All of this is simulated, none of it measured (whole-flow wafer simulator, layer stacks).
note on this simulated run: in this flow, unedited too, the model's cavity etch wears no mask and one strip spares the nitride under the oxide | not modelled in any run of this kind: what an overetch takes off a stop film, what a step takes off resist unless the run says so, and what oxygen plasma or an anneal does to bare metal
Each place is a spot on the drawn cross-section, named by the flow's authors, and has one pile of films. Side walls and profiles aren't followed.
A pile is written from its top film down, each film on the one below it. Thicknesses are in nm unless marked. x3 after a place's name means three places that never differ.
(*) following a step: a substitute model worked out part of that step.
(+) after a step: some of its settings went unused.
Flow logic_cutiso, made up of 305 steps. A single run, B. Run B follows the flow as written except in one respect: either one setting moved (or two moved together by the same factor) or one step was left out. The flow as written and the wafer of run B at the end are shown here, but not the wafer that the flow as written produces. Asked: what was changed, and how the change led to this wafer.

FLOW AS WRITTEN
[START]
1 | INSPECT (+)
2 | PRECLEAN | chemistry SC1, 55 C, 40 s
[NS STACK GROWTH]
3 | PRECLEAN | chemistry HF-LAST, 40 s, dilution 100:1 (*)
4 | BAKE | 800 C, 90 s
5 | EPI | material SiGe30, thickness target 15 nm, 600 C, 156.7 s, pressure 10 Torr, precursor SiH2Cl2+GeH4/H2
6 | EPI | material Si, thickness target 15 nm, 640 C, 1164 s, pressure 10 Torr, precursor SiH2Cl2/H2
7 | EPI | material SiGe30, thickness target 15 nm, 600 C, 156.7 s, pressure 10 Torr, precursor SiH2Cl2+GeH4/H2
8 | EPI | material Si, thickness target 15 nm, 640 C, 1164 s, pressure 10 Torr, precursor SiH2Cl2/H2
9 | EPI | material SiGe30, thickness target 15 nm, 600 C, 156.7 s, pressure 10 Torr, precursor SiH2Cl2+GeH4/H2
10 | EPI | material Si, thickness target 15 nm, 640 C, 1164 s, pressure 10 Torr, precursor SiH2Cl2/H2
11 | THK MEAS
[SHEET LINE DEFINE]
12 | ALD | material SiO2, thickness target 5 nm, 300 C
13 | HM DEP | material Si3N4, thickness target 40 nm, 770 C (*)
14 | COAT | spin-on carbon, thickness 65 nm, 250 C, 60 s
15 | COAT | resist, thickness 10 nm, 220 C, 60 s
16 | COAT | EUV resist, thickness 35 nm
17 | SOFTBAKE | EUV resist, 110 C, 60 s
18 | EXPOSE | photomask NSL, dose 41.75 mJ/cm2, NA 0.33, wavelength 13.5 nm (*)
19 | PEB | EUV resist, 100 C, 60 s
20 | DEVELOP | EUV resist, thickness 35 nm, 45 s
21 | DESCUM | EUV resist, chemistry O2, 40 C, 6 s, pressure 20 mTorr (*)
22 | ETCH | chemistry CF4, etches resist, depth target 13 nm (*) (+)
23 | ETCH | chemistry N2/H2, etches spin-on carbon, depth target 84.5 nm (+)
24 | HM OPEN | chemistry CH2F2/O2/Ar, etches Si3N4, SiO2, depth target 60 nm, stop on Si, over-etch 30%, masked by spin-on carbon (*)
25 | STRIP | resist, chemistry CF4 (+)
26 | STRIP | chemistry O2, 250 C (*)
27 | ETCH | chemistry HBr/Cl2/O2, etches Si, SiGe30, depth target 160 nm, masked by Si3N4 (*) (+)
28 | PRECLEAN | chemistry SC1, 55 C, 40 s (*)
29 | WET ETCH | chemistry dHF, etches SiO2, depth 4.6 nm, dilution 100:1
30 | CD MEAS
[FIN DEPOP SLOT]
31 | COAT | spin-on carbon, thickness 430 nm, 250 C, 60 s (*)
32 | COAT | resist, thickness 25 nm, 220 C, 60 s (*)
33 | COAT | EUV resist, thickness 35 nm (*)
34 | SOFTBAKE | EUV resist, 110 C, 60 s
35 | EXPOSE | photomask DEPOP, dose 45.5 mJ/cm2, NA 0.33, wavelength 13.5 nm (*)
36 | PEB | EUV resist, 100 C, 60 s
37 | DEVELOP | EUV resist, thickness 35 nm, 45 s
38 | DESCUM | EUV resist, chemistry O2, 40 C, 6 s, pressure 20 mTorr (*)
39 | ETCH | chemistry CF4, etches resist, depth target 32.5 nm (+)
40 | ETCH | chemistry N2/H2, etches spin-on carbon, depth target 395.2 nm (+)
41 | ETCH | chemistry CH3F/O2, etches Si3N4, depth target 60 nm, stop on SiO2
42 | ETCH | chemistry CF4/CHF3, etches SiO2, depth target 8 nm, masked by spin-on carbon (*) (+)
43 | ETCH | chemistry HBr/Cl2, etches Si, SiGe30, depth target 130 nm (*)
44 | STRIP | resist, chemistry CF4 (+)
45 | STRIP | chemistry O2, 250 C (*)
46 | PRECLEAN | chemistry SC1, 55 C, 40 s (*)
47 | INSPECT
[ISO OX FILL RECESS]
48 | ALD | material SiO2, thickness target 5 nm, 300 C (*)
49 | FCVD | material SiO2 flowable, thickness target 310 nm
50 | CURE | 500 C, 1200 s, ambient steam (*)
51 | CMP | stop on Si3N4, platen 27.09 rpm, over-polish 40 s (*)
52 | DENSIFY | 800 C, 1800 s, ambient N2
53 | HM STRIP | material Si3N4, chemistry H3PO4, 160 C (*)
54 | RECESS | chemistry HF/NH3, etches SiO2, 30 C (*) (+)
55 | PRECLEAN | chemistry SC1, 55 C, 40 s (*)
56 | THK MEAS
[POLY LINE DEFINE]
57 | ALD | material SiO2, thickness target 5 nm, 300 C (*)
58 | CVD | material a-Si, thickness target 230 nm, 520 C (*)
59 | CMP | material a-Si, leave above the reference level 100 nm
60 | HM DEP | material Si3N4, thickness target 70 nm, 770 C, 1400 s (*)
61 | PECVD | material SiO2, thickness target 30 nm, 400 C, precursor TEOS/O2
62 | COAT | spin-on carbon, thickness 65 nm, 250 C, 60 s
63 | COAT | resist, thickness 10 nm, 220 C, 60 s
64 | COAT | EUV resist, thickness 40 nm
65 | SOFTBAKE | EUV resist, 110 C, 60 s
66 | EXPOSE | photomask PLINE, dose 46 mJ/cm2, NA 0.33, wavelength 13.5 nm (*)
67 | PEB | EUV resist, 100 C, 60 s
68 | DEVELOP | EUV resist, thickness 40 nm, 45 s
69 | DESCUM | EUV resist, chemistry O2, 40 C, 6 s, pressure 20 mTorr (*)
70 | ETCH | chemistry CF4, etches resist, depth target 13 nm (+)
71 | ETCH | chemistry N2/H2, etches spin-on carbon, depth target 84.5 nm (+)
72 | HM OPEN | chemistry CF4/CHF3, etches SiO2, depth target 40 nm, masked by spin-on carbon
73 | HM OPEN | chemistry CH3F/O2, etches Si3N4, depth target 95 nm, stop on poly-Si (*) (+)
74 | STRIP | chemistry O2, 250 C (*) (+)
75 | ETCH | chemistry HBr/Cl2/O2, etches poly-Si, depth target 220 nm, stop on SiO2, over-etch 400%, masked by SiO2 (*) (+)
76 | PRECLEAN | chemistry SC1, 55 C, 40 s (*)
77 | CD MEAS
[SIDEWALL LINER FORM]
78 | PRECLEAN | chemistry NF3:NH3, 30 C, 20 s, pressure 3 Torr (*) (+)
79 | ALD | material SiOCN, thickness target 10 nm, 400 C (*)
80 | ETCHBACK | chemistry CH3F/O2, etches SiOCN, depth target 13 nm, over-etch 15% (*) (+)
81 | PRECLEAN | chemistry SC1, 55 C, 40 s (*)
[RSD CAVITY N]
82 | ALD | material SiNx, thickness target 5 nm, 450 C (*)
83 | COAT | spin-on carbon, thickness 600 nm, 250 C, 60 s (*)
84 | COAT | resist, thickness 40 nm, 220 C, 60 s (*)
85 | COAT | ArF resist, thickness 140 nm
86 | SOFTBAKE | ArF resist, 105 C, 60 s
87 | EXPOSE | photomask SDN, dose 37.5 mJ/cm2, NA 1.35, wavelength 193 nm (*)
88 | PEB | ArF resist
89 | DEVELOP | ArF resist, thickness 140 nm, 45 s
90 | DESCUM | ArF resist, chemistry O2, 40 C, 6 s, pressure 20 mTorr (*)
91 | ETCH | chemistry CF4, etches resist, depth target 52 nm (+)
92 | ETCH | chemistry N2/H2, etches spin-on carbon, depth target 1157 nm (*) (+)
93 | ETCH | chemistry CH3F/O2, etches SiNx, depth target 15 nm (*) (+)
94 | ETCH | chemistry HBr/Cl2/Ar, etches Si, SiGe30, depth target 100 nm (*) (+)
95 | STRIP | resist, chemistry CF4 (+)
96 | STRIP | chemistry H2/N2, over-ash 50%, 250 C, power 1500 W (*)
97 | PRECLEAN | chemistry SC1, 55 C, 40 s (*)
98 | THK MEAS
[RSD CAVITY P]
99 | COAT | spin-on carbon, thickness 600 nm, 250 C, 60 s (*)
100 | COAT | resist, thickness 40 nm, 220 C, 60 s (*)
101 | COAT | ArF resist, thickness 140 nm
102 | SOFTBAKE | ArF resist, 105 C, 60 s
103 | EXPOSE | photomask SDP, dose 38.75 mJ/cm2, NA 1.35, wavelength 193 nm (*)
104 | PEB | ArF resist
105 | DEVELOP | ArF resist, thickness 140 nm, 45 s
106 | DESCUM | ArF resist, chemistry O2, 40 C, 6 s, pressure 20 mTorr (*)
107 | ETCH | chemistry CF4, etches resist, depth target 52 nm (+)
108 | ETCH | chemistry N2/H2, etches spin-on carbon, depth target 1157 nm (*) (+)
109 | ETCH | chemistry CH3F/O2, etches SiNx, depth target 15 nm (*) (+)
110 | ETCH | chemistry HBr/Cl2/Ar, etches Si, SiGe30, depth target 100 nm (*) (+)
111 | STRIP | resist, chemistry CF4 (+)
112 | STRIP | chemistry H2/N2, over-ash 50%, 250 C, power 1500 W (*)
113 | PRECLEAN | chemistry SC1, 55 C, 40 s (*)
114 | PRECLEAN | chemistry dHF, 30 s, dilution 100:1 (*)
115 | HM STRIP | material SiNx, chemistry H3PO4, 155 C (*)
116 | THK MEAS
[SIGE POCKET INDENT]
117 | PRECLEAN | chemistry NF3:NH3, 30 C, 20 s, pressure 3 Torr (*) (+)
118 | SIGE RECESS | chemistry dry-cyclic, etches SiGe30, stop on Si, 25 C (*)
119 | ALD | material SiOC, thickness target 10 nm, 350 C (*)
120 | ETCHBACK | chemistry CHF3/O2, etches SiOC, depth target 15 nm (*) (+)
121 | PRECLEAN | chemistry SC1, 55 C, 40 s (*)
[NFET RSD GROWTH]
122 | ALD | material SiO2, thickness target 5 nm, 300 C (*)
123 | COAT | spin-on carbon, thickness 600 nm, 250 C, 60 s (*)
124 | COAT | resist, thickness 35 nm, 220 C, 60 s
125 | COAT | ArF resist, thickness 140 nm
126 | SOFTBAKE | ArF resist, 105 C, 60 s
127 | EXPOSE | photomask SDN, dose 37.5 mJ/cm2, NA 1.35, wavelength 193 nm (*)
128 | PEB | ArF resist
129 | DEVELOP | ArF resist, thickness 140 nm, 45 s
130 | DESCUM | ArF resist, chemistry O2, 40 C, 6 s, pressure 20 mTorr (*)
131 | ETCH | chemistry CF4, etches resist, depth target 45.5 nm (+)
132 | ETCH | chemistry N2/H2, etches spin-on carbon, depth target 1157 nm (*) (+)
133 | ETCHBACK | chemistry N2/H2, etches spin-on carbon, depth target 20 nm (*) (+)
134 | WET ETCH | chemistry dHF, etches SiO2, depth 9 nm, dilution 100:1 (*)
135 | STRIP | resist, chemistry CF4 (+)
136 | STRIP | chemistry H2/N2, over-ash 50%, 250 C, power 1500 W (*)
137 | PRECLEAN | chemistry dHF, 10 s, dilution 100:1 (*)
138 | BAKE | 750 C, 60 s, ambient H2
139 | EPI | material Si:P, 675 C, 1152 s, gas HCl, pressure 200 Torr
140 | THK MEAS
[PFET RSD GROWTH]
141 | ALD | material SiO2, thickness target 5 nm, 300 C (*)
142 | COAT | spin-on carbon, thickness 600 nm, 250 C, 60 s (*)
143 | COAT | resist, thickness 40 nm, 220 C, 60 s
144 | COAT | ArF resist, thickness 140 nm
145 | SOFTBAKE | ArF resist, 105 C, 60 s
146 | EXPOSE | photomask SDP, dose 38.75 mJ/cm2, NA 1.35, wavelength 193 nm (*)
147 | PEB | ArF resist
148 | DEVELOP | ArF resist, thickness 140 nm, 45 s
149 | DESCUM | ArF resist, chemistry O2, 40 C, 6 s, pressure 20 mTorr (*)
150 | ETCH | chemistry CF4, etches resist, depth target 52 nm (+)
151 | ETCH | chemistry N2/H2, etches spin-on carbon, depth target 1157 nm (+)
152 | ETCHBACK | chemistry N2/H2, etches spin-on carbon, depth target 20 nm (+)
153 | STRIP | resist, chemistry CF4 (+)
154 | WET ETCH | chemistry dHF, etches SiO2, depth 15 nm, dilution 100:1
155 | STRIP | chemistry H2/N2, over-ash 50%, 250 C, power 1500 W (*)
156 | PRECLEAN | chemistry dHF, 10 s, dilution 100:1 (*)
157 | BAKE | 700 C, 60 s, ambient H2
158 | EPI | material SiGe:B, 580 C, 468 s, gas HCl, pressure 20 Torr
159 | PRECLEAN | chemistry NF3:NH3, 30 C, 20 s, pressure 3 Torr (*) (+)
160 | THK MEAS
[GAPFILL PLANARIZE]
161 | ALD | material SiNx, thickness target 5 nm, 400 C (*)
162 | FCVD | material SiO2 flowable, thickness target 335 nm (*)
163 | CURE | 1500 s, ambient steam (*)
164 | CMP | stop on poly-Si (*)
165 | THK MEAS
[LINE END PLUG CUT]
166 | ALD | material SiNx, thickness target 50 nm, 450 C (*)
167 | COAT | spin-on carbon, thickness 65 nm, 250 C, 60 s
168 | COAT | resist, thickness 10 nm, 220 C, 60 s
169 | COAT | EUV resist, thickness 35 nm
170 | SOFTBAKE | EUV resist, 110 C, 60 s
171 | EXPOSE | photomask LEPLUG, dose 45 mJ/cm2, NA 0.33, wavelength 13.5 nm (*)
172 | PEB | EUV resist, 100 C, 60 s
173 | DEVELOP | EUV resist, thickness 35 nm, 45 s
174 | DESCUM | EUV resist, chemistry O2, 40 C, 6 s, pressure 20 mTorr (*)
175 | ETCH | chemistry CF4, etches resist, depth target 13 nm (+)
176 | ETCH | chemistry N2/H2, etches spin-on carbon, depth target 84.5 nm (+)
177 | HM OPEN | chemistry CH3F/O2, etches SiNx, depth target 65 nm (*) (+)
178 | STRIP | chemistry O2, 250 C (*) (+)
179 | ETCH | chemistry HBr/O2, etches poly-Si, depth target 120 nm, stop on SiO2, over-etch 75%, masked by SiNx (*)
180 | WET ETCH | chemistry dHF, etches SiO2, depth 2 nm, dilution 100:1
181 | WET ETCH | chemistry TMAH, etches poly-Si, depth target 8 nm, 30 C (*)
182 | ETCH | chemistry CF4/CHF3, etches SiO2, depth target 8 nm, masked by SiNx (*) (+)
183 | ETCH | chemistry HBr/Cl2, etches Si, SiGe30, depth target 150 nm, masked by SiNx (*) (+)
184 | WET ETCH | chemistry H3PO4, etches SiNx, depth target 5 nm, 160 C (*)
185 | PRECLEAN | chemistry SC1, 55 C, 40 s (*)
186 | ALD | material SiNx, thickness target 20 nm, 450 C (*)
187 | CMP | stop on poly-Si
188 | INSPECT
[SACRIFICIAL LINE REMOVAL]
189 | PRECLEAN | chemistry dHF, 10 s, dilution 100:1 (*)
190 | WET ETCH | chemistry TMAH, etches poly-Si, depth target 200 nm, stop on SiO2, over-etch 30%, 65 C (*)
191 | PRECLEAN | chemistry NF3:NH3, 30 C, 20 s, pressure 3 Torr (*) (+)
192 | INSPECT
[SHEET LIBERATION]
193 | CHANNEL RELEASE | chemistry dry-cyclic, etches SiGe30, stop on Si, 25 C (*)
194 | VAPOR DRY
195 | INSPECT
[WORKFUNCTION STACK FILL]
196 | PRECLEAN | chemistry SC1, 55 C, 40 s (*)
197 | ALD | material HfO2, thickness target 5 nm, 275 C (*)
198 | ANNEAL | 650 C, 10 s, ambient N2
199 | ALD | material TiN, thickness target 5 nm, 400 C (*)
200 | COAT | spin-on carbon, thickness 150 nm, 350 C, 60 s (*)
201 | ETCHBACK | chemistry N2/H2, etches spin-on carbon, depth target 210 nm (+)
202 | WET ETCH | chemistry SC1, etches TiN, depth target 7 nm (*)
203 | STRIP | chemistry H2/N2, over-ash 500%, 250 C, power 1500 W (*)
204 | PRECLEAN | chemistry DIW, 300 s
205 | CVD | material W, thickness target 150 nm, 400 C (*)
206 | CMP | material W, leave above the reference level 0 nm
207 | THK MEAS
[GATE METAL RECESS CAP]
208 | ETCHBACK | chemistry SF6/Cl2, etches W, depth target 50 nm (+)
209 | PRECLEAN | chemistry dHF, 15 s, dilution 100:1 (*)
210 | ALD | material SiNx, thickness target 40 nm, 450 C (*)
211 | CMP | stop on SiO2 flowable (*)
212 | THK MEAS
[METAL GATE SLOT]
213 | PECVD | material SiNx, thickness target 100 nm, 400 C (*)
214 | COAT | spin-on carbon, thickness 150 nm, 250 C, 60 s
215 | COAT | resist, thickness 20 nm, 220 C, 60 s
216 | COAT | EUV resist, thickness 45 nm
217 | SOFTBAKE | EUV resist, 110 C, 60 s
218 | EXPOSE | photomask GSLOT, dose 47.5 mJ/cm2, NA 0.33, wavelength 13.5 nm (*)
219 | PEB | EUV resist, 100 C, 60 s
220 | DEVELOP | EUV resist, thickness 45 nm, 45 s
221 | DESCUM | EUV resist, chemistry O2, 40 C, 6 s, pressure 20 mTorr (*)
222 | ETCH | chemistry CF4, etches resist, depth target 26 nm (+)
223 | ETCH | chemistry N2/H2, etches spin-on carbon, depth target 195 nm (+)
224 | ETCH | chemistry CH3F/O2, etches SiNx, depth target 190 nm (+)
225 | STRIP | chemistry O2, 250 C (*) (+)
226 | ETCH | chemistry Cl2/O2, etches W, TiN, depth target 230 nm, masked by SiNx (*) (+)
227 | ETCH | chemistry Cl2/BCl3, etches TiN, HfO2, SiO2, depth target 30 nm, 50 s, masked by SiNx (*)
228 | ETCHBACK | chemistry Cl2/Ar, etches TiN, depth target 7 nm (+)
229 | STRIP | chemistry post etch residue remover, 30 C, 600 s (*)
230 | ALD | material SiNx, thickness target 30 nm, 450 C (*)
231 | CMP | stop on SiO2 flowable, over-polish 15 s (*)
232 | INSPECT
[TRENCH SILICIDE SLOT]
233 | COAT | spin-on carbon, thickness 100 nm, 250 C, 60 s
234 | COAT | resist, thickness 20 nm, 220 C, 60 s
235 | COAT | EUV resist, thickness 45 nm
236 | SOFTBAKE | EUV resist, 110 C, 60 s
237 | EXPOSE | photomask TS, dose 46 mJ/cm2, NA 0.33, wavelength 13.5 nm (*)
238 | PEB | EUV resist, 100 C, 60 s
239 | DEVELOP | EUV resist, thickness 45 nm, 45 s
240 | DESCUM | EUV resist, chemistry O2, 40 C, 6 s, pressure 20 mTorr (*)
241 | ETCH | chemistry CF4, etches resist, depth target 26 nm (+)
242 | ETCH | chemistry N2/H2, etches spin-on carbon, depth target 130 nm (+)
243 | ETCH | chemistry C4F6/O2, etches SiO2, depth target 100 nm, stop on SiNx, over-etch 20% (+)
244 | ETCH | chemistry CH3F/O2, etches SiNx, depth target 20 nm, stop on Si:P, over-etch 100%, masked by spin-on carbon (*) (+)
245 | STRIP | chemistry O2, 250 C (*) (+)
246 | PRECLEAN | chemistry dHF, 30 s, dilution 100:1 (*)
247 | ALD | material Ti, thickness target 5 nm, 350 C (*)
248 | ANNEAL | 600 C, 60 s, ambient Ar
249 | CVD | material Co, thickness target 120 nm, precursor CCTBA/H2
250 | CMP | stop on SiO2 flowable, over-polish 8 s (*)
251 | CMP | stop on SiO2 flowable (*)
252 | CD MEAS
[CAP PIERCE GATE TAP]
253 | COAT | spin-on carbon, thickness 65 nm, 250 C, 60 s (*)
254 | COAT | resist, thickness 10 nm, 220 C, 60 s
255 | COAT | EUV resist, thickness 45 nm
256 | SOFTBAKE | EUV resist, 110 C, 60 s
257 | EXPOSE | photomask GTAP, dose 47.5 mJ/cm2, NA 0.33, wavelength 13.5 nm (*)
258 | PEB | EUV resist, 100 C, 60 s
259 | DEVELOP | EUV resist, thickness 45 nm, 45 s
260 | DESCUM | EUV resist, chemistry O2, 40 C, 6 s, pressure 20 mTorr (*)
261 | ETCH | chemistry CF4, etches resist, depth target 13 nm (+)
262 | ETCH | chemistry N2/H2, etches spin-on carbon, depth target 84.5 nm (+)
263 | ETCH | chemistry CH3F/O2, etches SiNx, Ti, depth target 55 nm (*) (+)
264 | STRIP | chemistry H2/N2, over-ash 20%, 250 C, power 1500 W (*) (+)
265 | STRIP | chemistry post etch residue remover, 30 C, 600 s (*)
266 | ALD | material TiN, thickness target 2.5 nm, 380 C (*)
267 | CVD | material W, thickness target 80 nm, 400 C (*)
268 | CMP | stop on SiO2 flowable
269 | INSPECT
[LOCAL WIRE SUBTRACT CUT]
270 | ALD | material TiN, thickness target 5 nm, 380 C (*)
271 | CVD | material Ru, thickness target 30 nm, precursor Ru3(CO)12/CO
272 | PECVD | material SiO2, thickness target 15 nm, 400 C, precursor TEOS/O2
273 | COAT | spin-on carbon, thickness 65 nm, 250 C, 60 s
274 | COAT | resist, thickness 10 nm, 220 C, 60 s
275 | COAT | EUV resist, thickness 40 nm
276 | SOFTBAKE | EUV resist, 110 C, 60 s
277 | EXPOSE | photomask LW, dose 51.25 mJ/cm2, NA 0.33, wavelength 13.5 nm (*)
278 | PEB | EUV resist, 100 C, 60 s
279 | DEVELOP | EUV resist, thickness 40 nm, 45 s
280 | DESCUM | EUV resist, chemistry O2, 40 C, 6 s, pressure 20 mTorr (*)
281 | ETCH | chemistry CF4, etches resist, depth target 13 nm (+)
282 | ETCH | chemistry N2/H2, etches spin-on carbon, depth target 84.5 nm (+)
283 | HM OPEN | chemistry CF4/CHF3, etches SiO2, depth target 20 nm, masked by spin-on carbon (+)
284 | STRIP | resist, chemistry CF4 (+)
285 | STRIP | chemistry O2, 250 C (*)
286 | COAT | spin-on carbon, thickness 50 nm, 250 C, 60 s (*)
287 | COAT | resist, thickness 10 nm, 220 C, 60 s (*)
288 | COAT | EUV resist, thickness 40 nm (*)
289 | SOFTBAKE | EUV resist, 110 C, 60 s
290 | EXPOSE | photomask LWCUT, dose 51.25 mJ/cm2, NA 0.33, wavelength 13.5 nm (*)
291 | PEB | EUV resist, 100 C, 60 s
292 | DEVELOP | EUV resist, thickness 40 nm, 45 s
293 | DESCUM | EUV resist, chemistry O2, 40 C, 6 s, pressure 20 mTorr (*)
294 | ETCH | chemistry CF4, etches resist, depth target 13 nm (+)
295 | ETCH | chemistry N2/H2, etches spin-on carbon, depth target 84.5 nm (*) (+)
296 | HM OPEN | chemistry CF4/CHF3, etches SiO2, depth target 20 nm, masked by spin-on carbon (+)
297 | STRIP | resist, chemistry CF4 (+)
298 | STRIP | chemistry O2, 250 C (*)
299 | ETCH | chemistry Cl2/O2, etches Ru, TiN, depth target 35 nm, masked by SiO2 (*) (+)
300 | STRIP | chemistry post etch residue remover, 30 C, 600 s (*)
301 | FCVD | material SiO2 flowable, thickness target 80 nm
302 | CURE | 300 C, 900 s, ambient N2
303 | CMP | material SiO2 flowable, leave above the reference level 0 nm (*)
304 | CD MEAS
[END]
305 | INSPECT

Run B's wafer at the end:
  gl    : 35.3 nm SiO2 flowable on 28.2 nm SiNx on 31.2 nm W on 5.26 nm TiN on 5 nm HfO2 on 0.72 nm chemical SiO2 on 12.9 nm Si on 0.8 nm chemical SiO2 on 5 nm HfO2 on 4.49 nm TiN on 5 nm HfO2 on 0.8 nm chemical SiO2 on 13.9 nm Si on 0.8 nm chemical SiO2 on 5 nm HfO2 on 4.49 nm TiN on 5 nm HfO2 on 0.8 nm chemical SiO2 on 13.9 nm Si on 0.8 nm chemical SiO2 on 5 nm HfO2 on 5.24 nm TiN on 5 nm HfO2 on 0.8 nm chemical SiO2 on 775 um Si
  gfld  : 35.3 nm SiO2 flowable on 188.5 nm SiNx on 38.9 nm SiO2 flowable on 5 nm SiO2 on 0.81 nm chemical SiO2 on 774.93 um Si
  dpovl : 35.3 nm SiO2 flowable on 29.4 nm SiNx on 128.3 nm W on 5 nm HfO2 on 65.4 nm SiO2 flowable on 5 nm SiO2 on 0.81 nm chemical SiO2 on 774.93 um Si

Cause: step 5, EPI: 164.5 s was run, whereas the flow has 156.7 s.

How this came from the change, step by step:
  5 | EPI | material SiGe30, thickness target 15 nm, 600 C, 156.7 s, pressure 10 Torr, precursor SiH2Cl2+GeH4/H2
      depop, dpovl, gfld and 19 more: +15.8 SiGe30 (new film) (it would be, as written: +15 SiGe30 (new film))
  27 | ETCH | chemistry HBr/Cl2/O2, etches Si, SiGe30, depth target 160 nm, masked by Si3N4 (*) (+)
      gfld, gxf, iso, lnri: -0.79 chemical SiO2 (all of it), -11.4 Si (all of it), -15 SiGe30 (all of it), -15 Si (all of it), -15 SiGe30 (all of it), -15 Si (all of it), -15.8 SiGe30 (all of it), -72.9 Si (it would be, as written: -0.79 chemical SiO2 (all of it), -11.4 Si (all of it), -15 SiGe30 (all of it), -15 Si (all of it), -15 SiGe30 (all of it), -15 Si (all of it), -15 SiGe30 (all of it), -73.6 Si)
      dpovl, nsgap: -0.79 chemical SiO2 (all of it), -11.8 Si (all of it), -15 SiGe30 (all of it), -15 Si (all of it), -15 SiGe30 (all of it), -15 Si (all of it), -15.8 SiGe30 (all of it), -72.5 Si (it would be, as written: -0.79 chemical SiO2 (all of it), -11.8 Si (all of it), -15 SiGe30 (all of it), -15 Si (all of it), -15 SiGe30 (all of it), -15 Si (all of it), -15 SiGe30 (all of it), -73.2 Si)
      (also at 1 further place)
  43 | ETCH | chemistry HBr/Cl2, etches Si, SiGe30, depth target 130 nm (*)
      depop: -14 Si (all of it), -15 SiGe30 (all of it), -15 Si (all of it), -15 SiGe30 (all of it), -15 Si (all of it), -15.8 SiGe30 (all of it), -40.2 Si (it would be, as written: -14 Si (all of it), -15 SiGe30 (all of it), -15 Si (all of it), -15 SiGe30 (all of it), -15 Si (all of it), -15 SiGe30 (all of it), -41 Si)
  94 | ETCH | chemistry HBr/Cl2/Ar, etches Si, SiGe30, depth target 100 nm (*) (+)
      rsdn, rsdx: -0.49 chemical SiO2 (all of it), -12.8 Si (all of it), -15 SiGe30 (all of it), -15 Si (all of it), -15 SiGe30 (all of it), -15 Si (all of it), -15.8 SiGe30 (all of it), -11.4 Si (it would be, as written: -0.49 chemical SiO2 (all of it), -12.8 Si (all of it), -15 SiGe30 (all of it), -15 Si (all of it), -15 SiGe30 (all of it), -15 Si (all of it), -15 SiGe30 (all of it), -12.2 Si)
  110 | ETCH | chemistry HBr/Cl2/Ar, etches Si, SiGe30, depth target 100 nm (*) (+)
      rsdp, rsdw: -0.49 chemical SiO2 (all of it), -12.8 Si (all of it), -15 SiGe30 (all of it), -15 Si (all of it), -15 SiGe30 (all of it), -15 Si (all of it), -15.8 SiGe30 (all of it), -11.4 Si (it would be, as written: -0.49 chemical SiO2 (all of it), -12.8 Si (all of it), -15 SiGe30 (all of it), -15 Si (all of it), -15 SiGe30 (all of it), -15 Si (all of it), -15 SiGe30 (all of it), -12.2 Si)
  118 | SIGE RECESS | chemistry dry-cyclic, etches SiGe30, stop on Si, 25 C (*)
      lnr, lnrp, lnrt: -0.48 SiOCN, -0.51 Si, +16 cavity (new film), -15 SiGe30 (all of it), -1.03 Si, +16 cavity (new film), -15 SiGe30 (all of it), -1.03 Si, +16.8 cavity (new film), -15.8 SiGe30 (all of it), -0.51 Si (it would be, as written: -0.48 SiOCN, -0.51 Si, +16 cavity (new film), -15 SiGe30 (all of it), -1.03 Si, +16 cavity (new film), -15 SiGe30 (all of it), -1.03 Si, +16 cavity (new film), -15 SiGe30 (all of it), -0.51 Si)
  119 | ALD | material SiOC, thickness target 10 nm, 350 C (*)
      lnr, lnrp, lnrt: +10 SiOC (new film), +16 SiOC (new film), -16 cavity (all of it), +16 SiOC (new film), -16 cavity (all of it), +16.8 SiOC (new film), -16.8 cavity (all of it) (it would be, as written: +10 SiOC (new film), +16 SiOC (new film), -16 cavity (all of it), +16 SiOC (new film), -16 cavity (all of it), +16 SiOC (new film), -16 cavity (all of it))
  183 | ETCH | chemistry HBr/Cl2, etches Si, SiGe30, depth target 150 nm, masked by SiNx (*) (+)
      plug: -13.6 Si (all of it), -15 SiGe30 (all of it), -15 Si (all of it), -15 SiGe30 (all of it), -15 Si (all of it), -15.8 SiGe30 (all of it), -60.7 Si (it would be, as written: -13.6 Si (all of it), -15 SiGe30 (all of it), -15 Si (all of it), -15 SiGe30 (all of it), -15 Si (all of it), -15 SiGe30 (all of it), -61.4 Si)
  193 | CHANNEL RELEASE | chemistry dry-cyclic, etches SiGe30, stop on Si, 25 C (*)
      gl, glp, gxn, gxp, ns, tap: +0.8 chemical SiO2 (new film), -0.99 Si, +0.8 chemical SiO2 (new film), +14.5 cavity (new film), +0.8 chemical SiO2 (new film), -15 SiGe30 (all of it), -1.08 Si, +0.8 chemical SiO2 (new film), +14.5 cavity (new film), +0.8 chemical SiO2 (new film), -15 SiGe30 (all of it), -1.08 Si, +0.8 chemical SiO2 (new film), +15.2 cavity (new film), +0.8 chemical SiO2 (new film), -15.8 SiGe30 (all of it), -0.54 Si (it would be, as written: +0.8 chemical SiO2 (new film), -0.99 Si, +0.8 chemical SiO2 (new film), +14.5 cavity (new film), +0.8 chemical SiO2 (new film), -15 SiGe30 (all of it), -1.08 Si, +0.8 chemical SiO2 (new film), +14.5 cavity (new film), +0.8 chemical SiO2 (new film), -15 SiGe30 (all of it), -1.08 Si, +0.8 chemical SiO2 (new film), +14.5 cavity (new film), +0.8 chemical SiO2 (new film), -15 SiGe30 (all of it), -0.54 Si)
  199 | ALD | material TiN, thickness target 5 nm, 400 C (*)
      gl, glp, tap: +5.26 TiN (new film), +4.49 TiN (new film), -4.49 cavity (all of it), +4.49 TiN (new film), -4.49 cavity (all of it), +5.24 TiN (new film), -5.24 cavity (all of it) (it would be, as written: +5.26 TiN (new film), +4.49 TiN (new film), -4.49 cavity (all of it), +4.49 TiN (new film), -4.49 cavity (all of it), +4.49 TiN (new film), -4.49 cavity (all of it))
      gxn, gxp, ns: +5 TiN (new film), +4.49 TiN (new film), -4.49 cavity (all of it), +4.49 TiN (new film), -4.49 cavity (all of it), +5.24 TiN (new film), -5.24 cavity (all of it) (it would be, as written: +5 TiN (new film), +4.49 TiN (new film), -4.49 cavity (all of it), +4.49 TiN (new film), -4.49 cavity (all of it), +4.49 TiN (new film), -4.49 cavity (all of it))
